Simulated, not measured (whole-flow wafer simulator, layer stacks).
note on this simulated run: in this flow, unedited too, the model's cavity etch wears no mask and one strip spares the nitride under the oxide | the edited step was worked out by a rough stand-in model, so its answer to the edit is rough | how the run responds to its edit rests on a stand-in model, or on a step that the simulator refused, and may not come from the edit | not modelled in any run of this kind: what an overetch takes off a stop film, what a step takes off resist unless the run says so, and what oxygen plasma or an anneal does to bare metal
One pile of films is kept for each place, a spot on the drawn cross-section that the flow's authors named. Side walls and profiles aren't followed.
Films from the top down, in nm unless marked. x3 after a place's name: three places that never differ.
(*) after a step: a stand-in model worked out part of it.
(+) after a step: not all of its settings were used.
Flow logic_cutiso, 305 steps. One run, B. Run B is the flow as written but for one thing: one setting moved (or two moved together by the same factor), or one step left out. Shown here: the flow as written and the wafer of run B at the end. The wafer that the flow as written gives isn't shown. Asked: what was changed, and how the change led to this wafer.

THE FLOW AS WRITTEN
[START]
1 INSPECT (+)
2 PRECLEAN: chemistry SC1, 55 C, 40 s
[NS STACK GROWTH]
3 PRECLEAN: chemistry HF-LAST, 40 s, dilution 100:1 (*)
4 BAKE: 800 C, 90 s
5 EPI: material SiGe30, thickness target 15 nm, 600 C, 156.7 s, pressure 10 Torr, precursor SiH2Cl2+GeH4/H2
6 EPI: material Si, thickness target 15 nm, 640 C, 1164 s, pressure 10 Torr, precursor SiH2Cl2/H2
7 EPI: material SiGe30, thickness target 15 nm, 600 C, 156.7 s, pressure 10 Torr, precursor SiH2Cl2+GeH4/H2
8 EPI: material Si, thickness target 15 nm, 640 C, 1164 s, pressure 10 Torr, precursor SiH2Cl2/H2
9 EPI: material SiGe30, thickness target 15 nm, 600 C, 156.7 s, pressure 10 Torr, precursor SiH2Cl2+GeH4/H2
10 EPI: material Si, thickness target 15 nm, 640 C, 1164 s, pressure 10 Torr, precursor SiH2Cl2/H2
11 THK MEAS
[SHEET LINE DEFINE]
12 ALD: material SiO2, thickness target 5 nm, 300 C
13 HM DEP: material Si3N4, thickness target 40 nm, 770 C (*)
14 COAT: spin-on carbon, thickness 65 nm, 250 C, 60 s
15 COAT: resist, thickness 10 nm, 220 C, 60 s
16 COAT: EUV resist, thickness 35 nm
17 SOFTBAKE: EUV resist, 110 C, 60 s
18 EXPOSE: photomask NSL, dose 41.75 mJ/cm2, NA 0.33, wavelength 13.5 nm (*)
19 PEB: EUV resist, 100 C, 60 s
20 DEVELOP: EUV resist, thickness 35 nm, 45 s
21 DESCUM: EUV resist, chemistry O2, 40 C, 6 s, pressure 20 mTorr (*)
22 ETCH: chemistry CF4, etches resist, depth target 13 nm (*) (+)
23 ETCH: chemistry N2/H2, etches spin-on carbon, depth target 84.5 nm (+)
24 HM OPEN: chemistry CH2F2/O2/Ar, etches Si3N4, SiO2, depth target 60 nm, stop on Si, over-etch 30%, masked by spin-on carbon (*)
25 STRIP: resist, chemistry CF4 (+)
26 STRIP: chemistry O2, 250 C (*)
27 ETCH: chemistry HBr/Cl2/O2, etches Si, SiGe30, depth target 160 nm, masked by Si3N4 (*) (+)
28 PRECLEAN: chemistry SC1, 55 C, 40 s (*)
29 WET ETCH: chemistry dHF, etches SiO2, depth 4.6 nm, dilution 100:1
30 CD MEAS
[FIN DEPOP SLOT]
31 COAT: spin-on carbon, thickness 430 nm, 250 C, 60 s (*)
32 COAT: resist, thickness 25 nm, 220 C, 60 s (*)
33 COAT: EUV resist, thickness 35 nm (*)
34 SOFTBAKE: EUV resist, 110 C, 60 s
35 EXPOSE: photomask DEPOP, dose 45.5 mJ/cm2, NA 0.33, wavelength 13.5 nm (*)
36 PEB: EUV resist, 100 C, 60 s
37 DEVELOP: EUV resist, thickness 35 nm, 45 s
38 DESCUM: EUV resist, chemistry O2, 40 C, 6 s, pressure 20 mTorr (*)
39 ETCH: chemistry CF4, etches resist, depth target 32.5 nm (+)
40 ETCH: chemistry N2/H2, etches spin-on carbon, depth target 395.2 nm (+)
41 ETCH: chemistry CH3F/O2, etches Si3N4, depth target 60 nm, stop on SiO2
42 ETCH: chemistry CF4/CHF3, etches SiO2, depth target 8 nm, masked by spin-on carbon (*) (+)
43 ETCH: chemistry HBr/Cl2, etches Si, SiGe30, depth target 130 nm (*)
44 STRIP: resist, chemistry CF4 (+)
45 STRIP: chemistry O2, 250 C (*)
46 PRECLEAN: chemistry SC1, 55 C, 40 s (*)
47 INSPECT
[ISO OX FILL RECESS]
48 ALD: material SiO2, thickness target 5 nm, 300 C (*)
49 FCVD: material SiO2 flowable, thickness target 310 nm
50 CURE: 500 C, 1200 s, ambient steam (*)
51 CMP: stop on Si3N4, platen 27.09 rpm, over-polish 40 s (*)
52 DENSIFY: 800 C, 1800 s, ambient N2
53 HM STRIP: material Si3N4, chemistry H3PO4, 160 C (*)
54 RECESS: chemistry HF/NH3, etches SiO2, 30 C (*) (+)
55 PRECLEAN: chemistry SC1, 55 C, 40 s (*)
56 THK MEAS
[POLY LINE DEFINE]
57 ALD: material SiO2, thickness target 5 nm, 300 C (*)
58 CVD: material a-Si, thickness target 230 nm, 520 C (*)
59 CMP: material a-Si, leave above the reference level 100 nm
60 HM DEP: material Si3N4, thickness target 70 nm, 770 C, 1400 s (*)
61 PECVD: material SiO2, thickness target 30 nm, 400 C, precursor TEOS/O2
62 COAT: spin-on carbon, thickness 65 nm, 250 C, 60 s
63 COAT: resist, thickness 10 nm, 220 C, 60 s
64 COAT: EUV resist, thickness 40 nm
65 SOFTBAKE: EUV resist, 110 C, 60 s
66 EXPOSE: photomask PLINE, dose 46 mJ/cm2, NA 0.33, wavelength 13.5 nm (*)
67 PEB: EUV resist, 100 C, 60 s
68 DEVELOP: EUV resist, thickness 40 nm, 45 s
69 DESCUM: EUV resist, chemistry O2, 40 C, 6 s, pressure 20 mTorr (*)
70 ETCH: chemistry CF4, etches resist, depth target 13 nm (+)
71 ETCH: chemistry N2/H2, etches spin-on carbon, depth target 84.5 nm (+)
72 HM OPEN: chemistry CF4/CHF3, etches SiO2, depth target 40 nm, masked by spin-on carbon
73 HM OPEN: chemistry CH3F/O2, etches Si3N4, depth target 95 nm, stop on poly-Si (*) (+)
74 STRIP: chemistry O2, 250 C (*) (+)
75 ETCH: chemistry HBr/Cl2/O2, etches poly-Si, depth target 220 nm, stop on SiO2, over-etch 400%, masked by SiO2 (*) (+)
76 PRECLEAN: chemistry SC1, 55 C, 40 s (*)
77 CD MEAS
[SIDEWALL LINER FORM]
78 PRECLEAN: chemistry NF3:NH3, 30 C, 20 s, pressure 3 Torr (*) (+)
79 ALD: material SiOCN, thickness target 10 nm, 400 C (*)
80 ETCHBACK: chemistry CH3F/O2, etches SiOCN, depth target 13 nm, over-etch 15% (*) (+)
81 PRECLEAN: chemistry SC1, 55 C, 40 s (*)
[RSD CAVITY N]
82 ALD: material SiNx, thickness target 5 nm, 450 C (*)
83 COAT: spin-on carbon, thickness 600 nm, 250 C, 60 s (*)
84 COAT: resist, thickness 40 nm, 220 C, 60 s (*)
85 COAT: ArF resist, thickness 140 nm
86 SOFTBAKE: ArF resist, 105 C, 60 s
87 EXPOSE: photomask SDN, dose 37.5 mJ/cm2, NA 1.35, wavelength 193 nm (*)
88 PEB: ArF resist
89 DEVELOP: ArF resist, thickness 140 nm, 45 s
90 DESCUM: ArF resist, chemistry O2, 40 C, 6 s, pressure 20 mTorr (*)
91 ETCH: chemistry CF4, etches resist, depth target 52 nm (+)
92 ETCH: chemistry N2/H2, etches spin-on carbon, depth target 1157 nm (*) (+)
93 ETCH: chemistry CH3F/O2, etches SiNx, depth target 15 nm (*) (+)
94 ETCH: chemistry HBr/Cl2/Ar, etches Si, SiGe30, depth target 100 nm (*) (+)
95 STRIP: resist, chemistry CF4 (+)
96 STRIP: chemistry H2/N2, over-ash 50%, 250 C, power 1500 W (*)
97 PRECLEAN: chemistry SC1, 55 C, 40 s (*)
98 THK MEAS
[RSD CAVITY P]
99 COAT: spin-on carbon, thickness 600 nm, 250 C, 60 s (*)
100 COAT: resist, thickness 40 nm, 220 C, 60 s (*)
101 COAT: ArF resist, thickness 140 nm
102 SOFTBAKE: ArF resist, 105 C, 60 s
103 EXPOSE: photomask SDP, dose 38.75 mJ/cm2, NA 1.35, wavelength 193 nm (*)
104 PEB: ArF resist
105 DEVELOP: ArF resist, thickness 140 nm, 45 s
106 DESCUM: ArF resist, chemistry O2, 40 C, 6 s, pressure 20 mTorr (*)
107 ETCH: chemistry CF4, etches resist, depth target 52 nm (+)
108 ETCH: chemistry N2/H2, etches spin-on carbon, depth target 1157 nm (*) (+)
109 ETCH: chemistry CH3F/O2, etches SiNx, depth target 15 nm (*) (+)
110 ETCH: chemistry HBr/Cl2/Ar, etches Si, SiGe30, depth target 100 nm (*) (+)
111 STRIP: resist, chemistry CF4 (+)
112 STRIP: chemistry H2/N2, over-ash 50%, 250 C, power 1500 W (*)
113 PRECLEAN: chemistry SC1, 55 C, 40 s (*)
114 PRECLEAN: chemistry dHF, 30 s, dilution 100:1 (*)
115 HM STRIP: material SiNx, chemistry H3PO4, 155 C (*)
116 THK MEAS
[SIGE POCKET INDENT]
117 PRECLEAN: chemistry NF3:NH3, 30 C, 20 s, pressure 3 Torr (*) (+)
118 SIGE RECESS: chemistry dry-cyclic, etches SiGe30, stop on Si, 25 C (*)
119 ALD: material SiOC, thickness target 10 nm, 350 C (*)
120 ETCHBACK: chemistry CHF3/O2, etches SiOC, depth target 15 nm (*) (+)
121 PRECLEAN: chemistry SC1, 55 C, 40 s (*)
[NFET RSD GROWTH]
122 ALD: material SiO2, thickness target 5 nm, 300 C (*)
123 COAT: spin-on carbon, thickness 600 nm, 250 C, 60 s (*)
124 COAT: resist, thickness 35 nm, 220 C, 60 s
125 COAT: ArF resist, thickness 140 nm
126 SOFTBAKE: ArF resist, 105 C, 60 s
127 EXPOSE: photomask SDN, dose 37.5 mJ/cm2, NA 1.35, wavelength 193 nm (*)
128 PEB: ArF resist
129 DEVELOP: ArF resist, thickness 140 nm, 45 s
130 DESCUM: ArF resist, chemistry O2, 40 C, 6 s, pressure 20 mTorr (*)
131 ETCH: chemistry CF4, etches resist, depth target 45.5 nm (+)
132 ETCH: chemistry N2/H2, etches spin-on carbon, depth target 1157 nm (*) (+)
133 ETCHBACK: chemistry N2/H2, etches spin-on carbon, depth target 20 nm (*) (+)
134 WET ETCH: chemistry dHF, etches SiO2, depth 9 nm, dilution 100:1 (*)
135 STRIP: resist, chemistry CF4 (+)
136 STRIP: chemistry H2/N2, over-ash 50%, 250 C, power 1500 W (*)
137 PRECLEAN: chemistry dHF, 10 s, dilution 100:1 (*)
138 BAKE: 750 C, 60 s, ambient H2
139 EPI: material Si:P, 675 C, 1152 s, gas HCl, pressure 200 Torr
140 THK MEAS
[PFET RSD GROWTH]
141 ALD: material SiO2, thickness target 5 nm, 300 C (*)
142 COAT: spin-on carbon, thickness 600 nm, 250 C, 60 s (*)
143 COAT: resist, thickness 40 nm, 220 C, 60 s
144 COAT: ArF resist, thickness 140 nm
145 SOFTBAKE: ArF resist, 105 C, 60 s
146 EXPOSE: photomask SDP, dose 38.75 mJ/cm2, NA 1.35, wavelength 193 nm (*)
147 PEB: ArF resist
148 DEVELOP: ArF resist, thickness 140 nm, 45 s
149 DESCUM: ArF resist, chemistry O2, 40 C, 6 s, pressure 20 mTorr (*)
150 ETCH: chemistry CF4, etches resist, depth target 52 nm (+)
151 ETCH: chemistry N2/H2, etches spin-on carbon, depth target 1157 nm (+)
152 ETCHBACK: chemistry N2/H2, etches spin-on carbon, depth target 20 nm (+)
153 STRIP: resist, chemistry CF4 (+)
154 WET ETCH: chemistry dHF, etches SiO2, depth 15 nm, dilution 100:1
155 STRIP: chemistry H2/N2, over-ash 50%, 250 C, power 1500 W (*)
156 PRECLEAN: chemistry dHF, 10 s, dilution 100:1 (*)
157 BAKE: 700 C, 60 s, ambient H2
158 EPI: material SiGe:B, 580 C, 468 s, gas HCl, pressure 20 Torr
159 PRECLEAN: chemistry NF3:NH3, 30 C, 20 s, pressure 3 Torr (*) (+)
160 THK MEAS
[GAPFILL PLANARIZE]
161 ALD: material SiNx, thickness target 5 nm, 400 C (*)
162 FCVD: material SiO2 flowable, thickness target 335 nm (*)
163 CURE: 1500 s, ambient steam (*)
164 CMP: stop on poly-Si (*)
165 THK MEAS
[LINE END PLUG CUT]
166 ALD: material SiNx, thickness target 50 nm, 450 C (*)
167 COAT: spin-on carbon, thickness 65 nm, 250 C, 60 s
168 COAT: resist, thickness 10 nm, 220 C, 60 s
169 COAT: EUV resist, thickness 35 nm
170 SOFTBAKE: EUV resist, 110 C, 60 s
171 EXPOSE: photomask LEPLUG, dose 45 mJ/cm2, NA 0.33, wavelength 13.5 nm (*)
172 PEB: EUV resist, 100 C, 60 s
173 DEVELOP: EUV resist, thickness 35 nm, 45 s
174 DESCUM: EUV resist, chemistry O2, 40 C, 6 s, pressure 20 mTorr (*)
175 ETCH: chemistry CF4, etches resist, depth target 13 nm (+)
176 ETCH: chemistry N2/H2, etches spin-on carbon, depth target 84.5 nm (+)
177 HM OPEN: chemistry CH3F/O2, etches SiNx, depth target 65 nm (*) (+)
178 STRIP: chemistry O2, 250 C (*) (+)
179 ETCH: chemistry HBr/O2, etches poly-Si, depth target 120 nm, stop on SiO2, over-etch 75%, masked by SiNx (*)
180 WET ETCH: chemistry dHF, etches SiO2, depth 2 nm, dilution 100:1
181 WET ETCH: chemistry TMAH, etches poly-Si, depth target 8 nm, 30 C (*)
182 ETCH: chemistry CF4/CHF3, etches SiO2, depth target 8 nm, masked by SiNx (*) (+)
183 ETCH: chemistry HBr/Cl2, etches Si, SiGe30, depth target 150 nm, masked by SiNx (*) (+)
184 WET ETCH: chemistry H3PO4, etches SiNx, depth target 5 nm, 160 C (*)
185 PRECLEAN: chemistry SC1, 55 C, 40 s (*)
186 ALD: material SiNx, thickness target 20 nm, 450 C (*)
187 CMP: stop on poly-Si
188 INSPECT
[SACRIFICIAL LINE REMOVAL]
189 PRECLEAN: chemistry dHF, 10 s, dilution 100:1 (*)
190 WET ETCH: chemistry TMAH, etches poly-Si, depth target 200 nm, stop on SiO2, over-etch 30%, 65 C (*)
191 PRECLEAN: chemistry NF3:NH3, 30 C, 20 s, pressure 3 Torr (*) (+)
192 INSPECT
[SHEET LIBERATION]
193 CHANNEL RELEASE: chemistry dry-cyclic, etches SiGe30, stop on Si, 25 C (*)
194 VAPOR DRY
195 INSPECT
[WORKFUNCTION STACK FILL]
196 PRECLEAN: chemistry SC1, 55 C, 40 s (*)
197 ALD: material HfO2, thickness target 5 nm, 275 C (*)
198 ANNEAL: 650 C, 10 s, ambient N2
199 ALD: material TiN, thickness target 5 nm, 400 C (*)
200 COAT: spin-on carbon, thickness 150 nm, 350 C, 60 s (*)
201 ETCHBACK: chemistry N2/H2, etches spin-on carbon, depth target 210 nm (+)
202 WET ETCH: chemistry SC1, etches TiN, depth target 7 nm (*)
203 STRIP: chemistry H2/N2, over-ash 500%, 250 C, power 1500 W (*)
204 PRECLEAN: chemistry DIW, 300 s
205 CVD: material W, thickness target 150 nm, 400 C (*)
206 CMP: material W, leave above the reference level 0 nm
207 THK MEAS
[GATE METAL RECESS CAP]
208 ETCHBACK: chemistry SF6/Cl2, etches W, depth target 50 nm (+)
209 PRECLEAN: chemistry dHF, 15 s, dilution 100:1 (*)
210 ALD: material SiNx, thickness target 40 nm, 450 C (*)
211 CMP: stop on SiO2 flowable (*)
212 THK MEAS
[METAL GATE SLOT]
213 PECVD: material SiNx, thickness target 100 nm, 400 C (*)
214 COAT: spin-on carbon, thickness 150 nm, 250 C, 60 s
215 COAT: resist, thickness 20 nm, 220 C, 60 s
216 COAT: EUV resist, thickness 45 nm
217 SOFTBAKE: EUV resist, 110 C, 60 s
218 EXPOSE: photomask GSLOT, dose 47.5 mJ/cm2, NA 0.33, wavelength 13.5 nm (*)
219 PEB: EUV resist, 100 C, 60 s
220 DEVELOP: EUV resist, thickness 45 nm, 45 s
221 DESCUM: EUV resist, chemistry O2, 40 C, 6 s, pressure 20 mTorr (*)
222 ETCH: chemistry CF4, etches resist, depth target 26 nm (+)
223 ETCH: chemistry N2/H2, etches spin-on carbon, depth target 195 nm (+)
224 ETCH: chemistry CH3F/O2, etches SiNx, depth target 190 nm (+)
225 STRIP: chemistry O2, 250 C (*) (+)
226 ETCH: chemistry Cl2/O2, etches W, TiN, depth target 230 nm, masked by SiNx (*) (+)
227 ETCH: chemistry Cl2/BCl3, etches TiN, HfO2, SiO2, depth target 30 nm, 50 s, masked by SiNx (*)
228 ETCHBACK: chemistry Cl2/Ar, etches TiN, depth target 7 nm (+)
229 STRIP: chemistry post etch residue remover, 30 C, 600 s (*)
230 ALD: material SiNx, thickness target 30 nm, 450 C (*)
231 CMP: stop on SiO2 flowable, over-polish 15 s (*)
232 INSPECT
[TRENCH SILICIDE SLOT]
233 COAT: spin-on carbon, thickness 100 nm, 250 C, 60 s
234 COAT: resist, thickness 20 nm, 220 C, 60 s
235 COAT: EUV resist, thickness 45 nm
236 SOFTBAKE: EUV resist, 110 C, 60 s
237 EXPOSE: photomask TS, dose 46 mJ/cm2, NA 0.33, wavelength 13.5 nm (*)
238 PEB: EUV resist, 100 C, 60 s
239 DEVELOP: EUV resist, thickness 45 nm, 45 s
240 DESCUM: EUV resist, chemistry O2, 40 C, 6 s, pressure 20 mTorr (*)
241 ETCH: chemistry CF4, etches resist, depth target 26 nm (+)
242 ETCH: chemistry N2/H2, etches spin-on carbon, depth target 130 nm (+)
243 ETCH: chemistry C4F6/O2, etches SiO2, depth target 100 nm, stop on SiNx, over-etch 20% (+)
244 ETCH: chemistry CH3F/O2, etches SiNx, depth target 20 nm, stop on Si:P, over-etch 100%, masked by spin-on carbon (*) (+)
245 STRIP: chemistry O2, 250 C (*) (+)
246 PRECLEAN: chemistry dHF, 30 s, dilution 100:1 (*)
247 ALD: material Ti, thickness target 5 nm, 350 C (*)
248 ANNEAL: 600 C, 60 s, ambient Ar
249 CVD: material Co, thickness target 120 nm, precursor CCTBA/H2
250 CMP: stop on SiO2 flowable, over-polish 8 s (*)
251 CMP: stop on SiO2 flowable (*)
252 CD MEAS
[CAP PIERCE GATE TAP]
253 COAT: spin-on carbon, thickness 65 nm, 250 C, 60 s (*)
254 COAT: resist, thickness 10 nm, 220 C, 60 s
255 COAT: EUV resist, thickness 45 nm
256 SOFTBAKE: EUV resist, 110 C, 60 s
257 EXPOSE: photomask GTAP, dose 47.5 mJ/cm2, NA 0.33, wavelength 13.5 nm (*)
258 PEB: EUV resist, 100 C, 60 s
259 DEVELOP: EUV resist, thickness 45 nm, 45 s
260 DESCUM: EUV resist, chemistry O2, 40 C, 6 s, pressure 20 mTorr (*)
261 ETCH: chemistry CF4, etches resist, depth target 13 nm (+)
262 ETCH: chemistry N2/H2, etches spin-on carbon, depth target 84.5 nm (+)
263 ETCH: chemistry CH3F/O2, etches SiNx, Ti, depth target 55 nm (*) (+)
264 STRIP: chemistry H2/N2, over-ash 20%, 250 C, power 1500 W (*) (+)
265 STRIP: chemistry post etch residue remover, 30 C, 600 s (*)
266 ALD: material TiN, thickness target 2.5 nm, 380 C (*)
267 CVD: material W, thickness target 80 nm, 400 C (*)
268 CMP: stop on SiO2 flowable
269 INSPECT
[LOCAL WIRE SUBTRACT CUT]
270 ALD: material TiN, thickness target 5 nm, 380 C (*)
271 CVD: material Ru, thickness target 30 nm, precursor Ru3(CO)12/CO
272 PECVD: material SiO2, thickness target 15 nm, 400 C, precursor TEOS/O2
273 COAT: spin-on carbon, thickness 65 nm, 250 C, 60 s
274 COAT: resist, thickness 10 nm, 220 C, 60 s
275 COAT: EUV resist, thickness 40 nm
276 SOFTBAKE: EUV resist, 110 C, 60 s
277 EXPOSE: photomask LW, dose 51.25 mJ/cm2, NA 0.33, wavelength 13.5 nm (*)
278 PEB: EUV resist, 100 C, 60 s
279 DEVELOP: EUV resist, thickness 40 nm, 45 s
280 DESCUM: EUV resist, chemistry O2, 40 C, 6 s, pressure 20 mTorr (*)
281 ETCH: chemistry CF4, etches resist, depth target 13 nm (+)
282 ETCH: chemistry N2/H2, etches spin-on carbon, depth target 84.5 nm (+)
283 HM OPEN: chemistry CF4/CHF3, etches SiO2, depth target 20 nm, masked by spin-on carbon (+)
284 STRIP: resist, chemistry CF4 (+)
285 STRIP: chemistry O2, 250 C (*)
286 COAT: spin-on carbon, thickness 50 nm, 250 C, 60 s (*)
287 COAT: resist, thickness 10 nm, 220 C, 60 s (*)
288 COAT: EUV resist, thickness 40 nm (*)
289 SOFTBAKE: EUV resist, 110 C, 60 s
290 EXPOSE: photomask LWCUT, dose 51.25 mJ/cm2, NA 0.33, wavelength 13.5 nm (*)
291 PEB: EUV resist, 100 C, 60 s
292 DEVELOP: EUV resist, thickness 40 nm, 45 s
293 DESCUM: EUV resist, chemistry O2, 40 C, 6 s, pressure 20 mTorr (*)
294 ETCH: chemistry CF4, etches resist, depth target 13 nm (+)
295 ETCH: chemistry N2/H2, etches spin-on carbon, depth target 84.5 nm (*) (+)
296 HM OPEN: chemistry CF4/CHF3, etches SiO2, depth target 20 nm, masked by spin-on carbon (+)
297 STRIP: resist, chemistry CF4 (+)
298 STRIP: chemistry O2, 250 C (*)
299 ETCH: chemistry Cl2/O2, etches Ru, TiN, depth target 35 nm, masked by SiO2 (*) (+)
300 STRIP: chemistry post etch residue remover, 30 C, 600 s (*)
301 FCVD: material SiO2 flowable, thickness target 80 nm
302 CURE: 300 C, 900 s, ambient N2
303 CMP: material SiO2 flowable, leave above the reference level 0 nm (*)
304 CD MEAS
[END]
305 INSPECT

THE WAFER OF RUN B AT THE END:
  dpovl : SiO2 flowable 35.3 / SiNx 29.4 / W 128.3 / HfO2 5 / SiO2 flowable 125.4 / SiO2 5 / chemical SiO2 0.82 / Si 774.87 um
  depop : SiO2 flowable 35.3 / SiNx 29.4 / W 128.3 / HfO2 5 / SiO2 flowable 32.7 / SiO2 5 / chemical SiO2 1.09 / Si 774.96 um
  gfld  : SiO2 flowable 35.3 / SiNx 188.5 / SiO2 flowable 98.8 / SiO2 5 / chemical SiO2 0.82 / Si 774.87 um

The cause: step 27, ETCH: depth target 220 nm was run, where the flow has depth target 160 nm.

How the change led to this, step by step:
  27 ETCH: chemistry HBr/Cl2/O2, etches Si, SiGe30, depth target 160 nm, masked by Si3N4 (*) (+)
      depop, gl, glp and 12 more: Si3N4 -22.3 (as written it would be: Si3N4 -16.8)
      gfld, gxf, iso, lnri: chemical SiO2 -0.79 (all of it), Si -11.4 (all of it), SiGe30 -15 (all of it), Si -15 (all of it), SiGe30 -15 (all of it), Si -15 (all of it), SiGe30 -15 (all of it), Si -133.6 (as written it would be: chemical SiO2 -0.79 (all of it), Si -11.4 (all of it), SiGe30 -15 (all of it), Si -15 (all of it), SiGe30 -15 (all of it), Si -15 (all of it), SiGe30 -15 (all of it), Si -73.6)
      (and at 3 more places)
  31 COAT: spin-on carbon, thickness 430 nm, 250 C, 60 s (*)
      depop, ns: spin-on carbon +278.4 (new film) (as written it would be: spin-on carbon +312 (new film))
      dpovl, nsgap: spin-on carbon +524.7 (new film) (as written it would be: spin-on carbon +503.7 (new film))
      (and at 18 more places)
  40 ETCH: chemistry N2/H2, etches spin-on carbon, depth target 395.2 nm (+)
      depop: spin-on carbon -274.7 (all of it), Si3N4 -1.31 (as written it would be: spin-on carbon -308.2 (all of it), Si3N4 -0.95)
  41 ETCH: chemistry CH3F/O2, etches Si3N4, depth target 60 nm, stop on SiO2
      gfld, gl, glp and 17 more: resist -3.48 (as written it would be: resist -4.65)
      depop: Si3N4 -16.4 (all of it), SiO2 -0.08 (as written it would be: Si3N4 -22.2 (all of it), SiO2 -0.08)
      (and at 1 more place)
  42 ETCH: chemistry CF4/CHF3, etches SiO2, depth target 8 nm, masked by spin-on carbon (*) (+)
      gl: resist -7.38 (as written it would be: resist -6.54 (all of it), spin-on carbon -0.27)
      gxf: resist -7.38 (as written it would be: resist -7.42 (all of it))
      (and at 16 more places)
  43 ETCH: chemistry HBr/Cl2, etches Si, SiGe30, depth target 130 nm (*)
      gxf: resist -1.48 (all of it), spin-on carbon -29.9 (as written it would be: spin-on carbon -32)
      gxn: resist -1.33 (all of it), spin-on carbon -30.1 (as written it would be: spin-on carbon -32)
      (and at 6 more places)
  45 STRIP: chemistry O2, 250 C (*)
      gfld, lnri: chemical SiO2 +0.83 (new film), spin-on carbon -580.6 (all of it), Si -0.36 (as written it would be: chemical SiO2 +0.82 (new film), spin-on carbon -538.7 (all of it), Si -0.36)
      glp, tap: spin-on carbon -333.8 (all of it) (as written it would be: spin-on carbon -347.6 (all of it))
      (and at 17 more places)
  49 FCVD: material SiO2 flowable, thickness target 310 nm
      gl, glp, gxn and 10 more: SiO2 flowable +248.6 (new film) (as written it would be: SiO2 flowable +262.2 (new film))
      gfld, gxf, iso, lnri: SiO2 flowable +494.8 (new film) (as written it would be: SiO2 flowable +453.9 (new film))
      (and at 5 more places)
  51 CMP: stop on Si3N4, platen 27.09 rpm, over-polish 40 s (*)
      lnrt, rsdn, tap: SiO2 flowable -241 (all of it), SiO2 -5 (all of it), Si3N4 -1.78 (as written it would be: SiO2 flowable -254.2 (all of it), SiO2 -5 (all of it), Si3N4 -1.78)
      gxn, gxp: SiO2 flowable -239.7 (all of it), SiO2 -5 (all of it), Si3N4 -1.78 (as written it would be: SiO2 flowable -253 (all of it), SiO2 -5 (all of it), Si3N4 -1.78)
      (and at 17 more places)
  52 DENSIFY: 800 C, 1800 s, ambient N2
      gfld, gxf, iso, lnri: SiO2 flowable -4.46 (as written it would be: SiO2 flowable -3.15)
      dpovl: SiO2 flowable -3.43 (as written it would be: SiO2 flowable -2.82)
      (and at 2 more places)
  53 HM STRIP: material Si3N4, chemistry H3PO4, 160 C (*)
      gl, glp, gxn and 11 more: Si3N4 -15.9 (all of it), SiO2 -0.27 (as written it would be: Si3N4 -21.4 (all of it), SiO2 -0.36)
  54 RECESS: chemistry HF/NH3, etches SiO2, 30 C (*) (+)
      gfld, gxf, iso, lnri: SiO2 flowable -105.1 (as written it would be: SiO2 flowable -111.4)
      depop: SiO2 flowable -107 (as written it would be: SiO2 flowable -111.9)
      (and at 3 more places)
